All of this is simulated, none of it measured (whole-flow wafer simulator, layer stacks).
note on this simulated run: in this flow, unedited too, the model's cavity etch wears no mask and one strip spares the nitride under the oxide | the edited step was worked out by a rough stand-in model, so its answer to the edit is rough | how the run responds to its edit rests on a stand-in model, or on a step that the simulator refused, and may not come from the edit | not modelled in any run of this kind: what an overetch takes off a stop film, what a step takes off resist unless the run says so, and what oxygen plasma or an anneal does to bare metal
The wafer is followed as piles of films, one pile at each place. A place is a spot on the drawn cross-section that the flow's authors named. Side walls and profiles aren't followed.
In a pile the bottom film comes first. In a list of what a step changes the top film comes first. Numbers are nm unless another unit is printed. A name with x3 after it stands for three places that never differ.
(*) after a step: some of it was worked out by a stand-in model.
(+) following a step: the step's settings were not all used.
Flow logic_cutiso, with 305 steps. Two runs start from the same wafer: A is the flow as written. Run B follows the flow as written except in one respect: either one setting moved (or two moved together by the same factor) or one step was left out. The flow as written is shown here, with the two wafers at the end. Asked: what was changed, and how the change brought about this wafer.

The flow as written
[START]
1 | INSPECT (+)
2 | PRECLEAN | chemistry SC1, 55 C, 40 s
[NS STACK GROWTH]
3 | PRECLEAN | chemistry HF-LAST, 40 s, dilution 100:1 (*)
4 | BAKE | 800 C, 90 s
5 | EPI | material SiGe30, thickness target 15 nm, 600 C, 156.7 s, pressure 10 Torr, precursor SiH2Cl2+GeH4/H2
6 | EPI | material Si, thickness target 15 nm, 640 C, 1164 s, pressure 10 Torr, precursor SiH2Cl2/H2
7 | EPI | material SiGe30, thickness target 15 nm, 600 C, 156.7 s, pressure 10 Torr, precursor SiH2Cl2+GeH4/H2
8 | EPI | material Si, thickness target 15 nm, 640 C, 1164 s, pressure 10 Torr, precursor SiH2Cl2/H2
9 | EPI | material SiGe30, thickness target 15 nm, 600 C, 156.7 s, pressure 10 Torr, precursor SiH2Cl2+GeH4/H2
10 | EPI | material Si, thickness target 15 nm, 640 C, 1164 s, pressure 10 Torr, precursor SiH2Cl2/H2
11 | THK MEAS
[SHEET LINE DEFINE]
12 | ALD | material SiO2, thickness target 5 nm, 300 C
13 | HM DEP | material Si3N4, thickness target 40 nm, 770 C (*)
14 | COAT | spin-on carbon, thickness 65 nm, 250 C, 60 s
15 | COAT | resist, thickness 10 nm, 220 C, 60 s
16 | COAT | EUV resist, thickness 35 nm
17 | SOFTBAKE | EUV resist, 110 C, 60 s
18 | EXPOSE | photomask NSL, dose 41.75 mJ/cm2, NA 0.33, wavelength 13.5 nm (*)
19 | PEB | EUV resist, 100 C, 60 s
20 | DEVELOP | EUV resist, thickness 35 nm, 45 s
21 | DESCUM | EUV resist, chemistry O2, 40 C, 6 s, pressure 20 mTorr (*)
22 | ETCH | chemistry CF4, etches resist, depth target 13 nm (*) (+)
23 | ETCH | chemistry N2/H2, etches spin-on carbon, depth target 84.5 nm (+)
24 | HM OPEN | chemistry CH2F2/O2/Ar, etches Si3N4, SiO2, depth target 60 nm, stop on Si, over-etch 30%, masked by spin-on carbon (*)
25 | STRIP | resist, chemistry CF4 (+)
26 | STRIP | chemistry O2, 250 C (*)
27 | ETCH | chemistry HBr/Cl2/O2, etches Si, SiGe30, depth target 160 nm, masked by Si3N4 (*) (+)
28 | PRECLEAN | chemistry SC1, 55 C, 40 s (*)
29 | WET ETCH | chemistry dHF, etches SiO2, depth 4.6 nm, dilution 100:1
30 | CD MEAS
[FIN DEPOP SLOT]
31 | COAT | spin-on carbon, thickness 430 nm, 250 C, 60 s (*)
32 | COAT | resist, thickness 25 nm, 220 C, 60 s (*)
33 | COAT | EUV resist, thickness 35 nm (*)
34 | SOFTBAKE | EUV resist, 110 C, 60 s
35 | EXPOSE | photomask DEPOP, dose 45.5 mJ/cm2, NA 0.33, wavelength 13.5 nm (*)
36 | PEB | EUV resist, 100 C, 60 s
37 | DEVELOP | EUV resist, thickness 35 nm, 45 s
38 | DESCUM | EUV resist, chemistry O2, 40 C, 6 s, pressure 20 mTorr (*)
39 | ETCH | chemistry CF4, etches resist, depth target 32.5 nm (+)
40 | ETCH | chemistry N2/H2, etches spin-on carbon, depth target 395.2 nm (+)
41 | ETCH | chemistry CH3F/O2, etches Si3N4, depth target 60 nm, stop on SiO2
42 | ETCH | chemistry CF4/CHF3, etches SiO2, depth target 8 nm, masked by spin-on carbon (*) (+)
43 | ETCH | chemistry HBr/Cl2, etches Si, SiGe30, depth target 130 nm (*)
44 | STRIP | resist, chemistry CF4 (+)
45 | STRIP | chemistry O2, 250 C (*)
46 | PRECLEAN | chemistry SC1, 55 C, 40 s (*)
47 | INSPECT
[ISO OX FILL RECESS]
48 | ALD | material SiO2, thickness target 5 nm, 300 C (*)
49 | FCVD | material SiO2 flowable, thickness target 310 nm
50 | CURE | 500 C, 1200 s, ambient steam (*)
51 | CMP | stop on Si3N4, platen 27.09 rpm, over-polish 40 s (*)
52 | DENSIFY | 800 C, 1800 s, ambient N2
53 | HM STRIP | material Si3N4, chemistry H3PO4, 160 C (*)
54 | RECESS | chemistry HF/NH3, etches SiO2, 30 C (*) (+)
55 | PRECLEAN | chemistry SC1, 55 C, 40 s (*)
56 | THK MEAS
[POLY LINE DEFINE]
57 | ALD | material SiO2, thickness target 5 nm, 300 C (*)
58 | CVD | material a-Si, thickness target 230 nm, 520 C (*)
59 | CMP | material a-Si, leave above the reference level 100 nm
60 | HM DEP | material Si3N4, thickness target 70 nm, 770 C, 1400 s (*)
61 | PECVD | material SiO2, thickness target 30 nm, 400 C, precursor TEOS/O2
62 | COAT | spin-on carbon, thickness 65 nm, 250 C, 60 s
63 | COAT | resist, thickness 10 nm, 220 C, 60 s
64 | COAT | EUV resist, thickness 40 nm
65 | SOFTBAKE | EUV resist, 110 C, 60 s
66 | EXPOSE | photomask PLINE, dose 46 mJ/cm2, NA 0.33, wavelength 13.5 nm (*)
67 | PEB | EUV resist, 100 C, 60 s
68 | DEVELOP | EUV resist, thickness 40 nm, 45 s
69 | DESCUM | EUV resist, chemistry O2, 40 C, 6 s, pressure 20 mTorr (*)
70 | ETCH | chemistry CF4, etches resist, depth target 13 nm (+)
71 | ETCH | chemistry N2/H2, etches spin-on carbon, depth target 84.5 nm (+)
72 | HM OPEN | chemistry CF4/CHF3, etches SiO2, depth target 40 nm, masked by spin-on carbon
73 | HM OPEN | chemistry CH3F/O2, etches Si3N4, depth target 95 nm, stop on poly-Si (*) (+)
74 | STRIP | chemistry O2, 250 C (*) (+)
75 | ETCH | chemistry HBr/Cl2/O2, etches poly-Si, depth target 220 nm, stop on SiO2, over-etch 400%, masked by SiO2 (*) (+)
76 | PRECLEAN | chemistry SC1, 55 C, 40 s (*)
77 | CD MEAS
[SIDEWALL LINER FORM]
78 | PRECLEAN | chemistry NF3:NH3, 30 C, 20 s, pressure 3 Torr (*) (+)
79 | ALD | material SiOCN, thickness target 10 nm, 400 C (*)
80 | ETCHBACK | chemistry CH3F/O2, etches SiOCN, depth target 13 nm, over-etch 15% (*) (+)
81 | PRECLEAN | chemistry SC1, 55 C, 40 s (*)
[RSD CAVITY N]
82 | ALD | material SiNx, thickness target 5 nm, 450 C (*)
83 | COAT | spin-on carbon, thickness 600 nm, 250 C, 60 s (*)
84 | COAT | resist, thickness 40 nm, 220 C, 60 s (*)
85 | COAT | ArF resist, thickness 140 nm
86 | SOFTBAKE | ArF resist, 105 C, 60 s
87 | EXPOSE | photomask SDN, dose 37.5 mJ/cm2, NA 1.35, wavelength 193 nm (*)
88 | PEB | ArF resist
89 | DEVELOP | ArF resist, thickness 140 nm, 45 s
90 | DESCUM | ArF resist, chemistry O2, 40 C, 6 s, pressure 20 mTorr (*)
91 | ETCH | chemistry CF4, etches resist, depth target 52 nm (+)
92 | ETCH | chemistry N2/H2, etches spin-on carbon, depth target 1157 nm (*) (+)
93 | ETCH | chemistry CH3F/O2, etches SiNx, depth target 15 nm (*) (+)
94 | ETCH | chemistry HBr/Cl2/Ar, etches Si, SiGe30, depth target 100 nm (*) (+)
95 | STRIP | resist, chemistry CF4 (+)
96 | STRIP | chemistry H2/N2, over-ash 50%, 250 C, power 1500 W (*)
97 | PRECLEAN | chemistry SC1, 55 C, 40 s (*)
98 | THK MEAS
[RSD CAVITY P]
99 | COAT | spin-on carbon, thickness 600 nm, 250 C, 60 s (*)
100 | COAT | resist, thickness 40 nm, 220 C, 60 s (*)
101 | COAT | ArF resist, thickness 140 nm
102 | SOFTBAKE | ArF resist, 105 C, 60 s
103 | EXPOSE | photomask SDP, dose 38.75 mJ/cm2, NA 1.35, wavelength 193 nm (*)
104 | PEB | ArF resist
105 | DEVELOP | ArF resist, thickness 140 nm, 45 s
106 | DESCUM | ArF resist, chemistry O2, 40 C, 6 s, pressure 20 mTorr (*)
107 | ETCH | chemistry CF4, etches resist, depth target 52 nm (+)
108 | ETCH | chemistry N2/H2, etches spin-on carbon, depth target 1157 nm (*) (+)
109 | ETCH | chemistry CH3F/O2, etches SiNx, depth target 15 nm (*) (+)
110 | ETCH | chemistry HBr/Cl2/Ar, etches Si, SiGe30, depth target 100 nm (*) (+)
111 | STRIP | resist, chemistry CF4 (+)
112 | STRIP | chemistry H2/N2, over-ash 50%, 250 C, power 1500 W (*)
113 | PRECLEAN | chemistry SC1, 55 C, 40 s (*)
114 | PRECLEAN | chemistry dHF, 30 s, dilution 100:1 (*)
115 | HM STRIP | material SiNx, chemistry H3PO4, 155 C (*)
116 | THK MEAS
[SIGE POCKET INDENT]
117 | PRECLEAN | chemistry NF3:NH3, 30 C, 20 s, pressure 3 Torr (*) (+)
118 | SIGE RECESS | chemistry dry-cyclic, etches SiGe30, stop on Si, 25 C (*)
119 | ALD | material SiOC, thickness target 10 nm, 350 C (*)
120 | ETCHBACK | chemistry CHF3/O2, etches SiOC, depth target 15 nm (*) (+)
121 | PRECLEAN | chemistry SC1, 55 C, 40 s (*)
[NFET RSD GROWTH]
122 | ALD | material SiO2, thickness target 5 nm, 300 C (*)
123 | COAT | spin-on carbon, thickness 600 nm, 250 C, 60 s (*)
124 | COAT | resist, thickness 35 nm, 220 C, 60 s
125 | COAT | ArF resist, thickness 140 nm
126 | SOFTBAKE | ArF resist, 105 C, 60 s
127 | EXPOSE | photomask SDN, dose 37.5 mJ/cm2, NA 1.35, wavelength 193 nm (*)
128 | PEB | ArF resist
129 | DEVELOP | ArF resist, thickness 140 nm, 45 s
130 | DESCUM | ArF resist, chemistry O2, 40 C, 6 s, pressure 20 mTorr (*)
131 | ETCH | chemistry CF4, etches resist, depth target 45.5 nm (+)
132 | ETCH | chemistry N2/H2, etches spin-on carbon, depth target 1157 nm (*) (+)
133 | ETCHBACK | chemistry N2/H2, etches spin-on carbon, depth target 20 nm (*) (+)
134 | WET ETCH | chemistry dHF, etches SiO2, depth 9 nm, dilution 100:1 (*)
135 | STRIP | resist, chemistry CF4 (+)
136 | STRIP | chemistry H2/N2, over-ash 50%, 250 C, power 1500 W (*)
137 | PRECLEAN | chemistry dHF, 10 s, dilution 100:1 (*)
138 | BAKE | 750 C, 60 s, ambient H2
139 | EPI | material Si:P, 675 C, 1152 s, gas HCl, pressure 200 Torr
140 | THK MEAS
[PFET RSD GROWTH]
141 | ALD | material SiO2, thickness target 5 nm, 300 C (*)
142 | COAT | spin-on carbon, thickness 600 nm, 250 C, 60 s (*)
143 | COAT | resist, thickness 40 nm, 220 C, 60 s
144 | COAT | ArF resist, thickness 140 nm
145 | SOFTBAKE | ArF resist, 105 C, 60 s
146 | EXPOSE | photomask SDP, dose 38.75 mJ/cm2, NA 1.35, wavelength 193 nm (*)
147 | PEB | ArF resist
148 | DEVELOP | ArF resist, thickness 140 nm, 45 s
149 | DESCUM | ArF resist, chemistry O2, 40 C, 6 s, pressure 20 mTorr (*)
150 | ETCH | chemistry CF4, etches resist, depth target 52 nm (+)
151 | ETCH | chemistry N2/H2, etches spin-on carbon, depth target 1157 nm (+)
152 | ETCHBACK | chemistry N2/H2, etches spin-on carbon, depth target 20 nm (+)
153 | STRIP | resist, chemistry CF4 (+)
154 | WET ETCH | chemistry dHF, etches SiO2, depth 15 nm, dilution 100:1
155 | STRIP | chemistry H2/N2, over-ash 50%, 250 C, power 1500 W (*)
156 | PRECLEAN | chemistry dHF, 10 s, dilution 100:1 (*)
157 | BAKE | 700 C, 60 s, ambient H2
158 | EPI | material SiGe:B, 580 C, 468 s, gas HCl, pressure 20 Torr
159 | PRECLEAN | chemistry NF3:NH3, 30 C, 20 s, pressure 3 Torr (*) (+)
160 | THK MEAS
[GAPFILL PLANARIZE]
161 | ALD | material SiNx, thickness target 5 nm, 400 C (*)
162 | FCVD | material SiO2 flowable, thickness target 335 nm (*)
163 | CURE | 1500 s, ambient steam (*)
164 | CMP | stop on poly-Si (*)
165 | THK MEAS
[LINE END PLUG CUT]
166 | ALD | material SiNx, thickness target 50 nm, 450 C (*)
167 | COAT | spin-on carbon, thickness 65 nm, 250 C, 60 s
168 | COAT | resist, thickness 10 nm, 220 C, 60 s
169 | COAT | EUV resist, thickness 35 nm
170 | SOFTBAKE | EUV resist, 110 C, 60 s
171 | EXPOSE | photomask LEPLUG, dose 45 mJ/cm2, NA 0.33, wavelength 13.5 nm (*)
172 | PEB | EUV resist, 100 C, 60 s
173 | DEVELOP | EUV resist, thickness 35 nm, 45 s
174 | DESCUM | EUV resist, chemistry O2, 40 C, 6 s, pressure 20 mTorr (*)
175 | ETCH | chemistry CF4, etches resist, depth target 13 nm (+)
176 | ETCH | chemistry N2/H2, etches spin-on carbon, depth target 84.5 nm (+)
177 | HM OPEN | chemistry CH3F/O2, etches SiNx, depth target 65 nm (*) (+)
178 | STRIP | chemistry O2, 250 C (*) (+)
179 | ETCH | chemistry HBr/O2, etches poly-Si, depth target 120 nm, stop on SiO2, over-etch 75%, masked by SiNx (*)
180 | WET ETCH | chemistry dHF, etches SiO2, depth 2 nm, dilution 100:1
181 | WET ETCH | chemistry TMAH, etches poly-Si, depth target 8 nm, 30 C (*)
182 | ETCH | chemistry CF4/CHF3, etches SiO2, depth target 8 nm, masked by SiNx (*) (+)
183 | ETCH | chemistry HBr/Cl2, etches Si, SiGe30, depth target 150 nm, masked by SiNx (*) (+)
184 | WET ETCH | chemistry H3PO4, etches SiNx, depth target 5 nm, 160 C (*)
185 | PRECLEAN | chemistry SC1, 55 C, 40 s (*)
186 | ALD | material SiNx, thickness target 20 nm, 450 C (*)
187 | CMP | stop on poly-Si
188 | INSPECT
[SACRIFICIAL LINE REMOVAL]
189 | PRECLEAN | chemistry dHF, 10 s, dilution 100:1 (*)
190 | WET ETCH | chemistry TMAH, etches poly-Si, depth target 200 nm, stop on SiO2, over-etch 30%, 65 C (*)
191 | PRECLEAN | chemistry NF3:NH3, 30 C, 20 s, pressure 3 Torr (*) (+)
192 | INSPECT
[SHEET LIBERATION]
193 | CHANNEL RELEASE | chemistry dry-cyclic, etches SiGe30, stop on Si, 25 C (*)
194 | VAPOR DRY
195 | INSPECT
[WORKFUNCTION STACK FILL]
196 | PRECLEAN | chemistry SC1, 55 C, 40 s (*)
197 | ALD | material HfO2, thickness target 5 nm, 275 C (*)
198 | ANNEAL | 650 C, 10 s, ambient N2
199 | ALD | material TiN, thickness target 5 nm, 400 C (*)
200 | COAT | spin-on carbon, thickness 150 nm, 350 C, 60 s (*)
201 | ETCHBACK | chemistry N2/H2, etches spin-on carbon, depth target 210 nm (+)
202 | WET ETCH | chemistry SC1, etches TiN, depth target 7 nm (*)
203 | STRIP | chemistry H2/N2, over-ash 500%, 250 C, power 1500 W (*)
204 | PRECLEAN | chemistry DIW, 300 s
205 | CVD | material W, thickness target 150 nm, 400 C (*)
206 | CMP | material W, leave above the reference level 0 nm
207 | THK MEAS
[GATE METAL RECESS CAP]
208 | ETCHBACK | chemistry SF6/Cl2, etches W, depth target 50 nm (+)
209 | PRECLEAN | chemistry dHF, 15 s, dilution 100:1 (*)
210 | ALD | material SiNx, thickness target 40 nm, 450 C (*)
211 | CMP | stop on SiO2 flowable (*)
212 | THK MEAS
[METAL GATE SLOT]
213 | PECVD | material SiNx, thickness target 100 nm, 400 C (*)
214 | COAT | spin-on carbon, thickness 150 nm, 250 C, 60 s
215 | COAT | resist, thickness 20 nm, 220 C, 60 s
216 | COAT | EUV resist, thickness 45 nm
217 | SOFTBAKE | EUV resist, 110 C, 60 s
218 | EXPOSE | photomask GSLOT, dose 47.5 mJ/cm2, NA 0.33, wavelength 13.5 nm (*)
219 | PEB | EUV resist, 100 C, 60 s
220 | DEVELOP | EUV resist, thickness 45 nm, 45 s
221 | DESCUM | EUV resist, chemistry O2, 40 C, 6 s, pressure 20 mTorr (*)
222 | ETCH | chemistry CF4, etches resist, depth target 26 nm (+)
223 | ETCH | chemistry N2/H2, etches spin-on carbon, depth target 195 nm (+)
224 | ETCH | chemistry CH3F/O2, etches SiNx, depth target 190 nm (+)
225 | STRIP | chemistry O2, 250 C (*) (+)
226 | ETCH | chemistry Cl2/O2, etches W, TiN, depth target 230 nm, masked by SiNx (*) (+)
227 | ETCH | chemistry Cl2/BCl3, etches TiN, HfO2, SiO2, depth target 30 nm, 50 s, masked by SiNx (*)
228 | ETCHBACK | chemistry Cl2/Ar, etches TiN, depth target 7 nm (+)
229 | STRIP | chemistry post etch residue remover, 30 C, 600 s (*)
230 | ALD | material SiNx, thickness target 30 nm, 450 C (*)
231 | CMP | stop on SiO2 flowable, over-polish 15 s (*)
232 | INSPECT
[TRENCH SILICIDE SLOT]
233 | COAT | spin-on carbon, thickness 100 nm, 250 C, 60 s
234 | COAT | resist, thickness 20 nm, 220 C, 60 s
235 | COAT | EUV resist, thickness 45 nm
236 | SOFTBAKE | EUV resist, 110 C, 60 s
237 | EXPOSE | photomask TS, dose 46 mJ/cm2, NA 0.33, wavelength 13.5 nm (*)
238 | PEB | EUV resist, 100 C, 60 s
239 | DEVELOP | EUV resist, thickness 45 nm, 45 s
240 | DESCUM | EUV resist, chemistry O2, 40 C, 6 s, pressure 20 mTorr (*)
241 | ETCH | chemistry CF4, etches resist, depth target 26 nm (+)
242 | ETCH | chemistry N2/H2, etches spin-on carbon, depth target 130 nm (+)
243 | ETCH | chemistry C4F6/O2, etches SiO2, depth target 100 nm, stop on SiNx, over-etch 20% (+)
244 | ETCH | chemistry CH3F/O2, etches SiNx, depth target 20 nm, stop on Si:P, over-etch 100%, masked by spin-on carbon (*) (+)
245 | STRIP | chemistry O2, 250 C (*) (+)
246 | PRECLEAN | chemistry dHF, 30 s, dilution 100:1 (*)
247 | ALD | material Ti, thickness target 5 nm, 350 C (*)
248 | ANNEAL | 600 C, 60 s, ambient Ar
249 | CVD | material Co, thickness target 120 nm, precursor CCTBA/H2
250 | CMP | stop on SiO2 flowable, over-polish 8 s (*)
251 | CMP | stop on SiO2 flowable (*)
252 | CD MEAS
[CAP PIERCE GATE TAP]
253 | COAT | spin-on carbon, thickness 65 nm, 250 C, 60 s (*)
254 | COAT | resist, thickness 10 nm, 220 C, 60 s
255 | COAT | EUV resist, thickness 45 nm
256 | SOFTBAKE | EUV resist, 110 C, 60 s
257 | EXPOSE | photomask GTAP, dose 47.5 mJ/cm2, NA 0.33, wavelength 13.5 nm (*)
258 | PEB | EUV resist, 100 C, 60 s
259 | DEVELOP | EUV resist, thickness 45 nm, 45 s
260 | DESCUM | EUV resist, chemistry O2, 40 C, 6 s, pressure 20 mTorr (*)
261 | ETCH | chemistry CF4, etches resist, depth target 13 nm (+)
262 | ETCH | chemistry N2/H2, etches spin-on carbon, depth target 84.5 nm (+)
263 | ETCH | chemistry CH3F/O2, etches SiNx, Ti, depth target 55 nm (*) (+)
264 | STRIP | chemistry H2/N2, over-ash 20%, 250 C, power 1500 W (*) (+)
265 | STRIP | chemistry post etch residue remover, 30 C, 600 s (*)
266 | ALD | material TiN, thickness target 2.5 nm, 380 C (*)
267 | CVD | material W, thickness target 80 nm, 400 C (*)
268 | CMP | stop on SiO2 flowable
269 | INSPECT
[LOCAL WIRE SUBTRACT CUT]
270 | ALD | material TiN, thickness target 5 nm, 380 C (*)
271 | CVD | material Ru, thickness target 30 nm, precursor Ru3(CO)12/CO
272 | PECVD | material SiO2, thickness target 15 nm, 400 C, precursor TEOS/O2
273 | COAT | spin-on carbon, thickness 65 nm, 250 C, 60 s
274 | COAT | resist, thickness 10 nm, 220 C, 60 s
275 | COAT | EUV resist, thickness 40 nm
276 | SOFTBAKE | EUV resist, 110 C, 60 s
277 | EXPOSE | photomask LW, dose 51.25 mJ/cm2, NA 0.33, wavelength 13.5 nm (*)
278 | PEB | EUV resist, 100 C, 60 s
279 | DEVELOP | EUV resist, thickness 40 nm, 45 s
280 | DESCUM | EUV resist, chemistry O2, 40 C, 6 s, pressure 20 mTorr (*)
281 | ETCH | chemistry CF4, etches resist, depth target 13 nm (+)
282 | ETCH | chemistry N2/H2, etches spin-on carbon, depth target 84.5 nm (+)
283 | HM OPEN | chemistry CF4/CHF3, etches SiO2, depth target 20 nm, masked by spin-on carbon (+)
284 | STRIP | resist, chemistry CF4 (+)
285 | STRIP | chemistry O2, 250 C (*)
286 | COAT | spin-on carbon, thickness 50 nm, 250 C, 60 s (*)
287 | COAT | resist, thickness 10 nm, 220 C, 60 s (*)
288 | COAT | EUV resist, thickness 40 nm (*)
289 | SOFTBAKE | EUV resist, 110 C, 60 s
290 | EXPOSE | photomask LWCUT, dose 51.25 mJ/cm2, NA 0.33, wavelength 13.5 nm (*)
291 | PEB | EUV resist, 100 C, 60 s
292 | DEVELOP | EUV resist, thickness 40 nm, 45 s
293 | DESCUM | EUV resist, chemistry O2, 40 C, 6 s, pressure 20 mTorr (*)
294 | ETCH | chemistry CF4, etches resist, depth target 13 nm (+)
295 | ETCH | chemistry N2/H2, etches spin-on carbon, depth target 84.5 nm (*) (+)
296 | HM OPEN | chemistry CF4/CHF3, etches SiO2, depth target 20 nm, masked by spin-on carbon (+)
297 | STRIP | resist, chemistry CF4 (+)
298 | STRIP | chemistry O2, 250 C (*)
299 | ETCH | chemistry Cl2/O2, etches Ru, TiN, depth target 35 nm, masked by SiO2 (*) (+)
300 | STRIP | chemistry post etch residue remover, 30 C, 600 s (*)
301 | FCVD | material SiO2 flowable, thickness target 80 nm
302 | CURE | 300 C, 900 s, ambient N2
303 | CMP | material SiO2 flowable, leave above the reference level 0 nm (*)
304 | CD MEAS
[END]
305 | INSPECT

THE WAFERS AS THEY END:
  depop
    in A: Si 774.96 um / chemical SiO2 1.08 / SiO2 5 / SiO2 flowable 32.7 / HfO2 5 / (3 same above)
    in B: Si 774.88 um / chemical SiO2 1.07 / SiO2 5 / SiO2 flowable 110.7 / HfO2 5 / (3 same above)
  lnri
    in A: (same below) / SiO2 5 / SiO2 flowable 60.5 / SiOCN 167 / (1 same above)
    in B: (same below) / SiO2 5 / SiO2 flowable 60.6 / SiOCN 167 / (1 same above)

What caused this: step 43, ETCH: depth target 208 nm was run, whereas the flow has depth target 130 nm.

Step by step, how the change led to this:
  43 | ETCH | chemistry HBr/Cl2, etches Si, SiGe30, depth target 130 nm (*)
      dpovl, gl, glp and 16 more: A -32 spin-on carbon | B -47.6 spin-on carbon
      depop: A -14 Si (all of it), -15 SiGe30 (all of it), -15 Si (all of it), -15 SiGe30 (all of it), -15 Si (all of it), -15 SiGe30 (all of it), -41 Si | B -14 Si (all of it), -15 SiGe30 (all of it), -15 Si (all of it), -15 SiGe30 (all of it), -15 Si (all of it), -15 SiGe30 (all of it), -119 Si
      (as well as at 2 more places)
  45 | STRIP | chemistry O2, 250 C (*)
      gfld, lnri: A +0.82 chemical SiO2 (new film), -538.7 spin-on carbon (all of it), -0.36 Si | B +0.81 chemical SiO2 (new film), -523.1 spin-on carbon (all of it), -0.36 Si
      glp, tap: A -347.6 spin-on carbon (all of it) | B -332 spin-on carbon (all of it)
      (as well as at 17 more places)
  49 | FCVD | material SiO2 flowable, thickness target 310 nm
      depop: A +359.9 SiO2 flowable (new film) | B +432.3 SiO2 flowable (new film)
      ns: A +201.3 SiO2 flowable (new film) | B +195.8 SiO2 flowable (new film)
  51 | CMP | stop on Si3N4, platen 27.09 rpm, over-polish 40 s (*)
      depop: A -200.5 SiO2 flowable | B -194.8 SiO2 flowable
      dpovl: A -200.4 SiO2 flowable | B -194.7 SiO2 flowable
      (as well as at 3 more places)
  52 | DENSIFY | 800 C, 1800 s, ambient N2
      depop: A -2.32 SiO2 flowable | B -3.52 SiO2 flowable
      nsgap: A -2.13 SiO2 flowable | B -2.87 SiO2 flowable
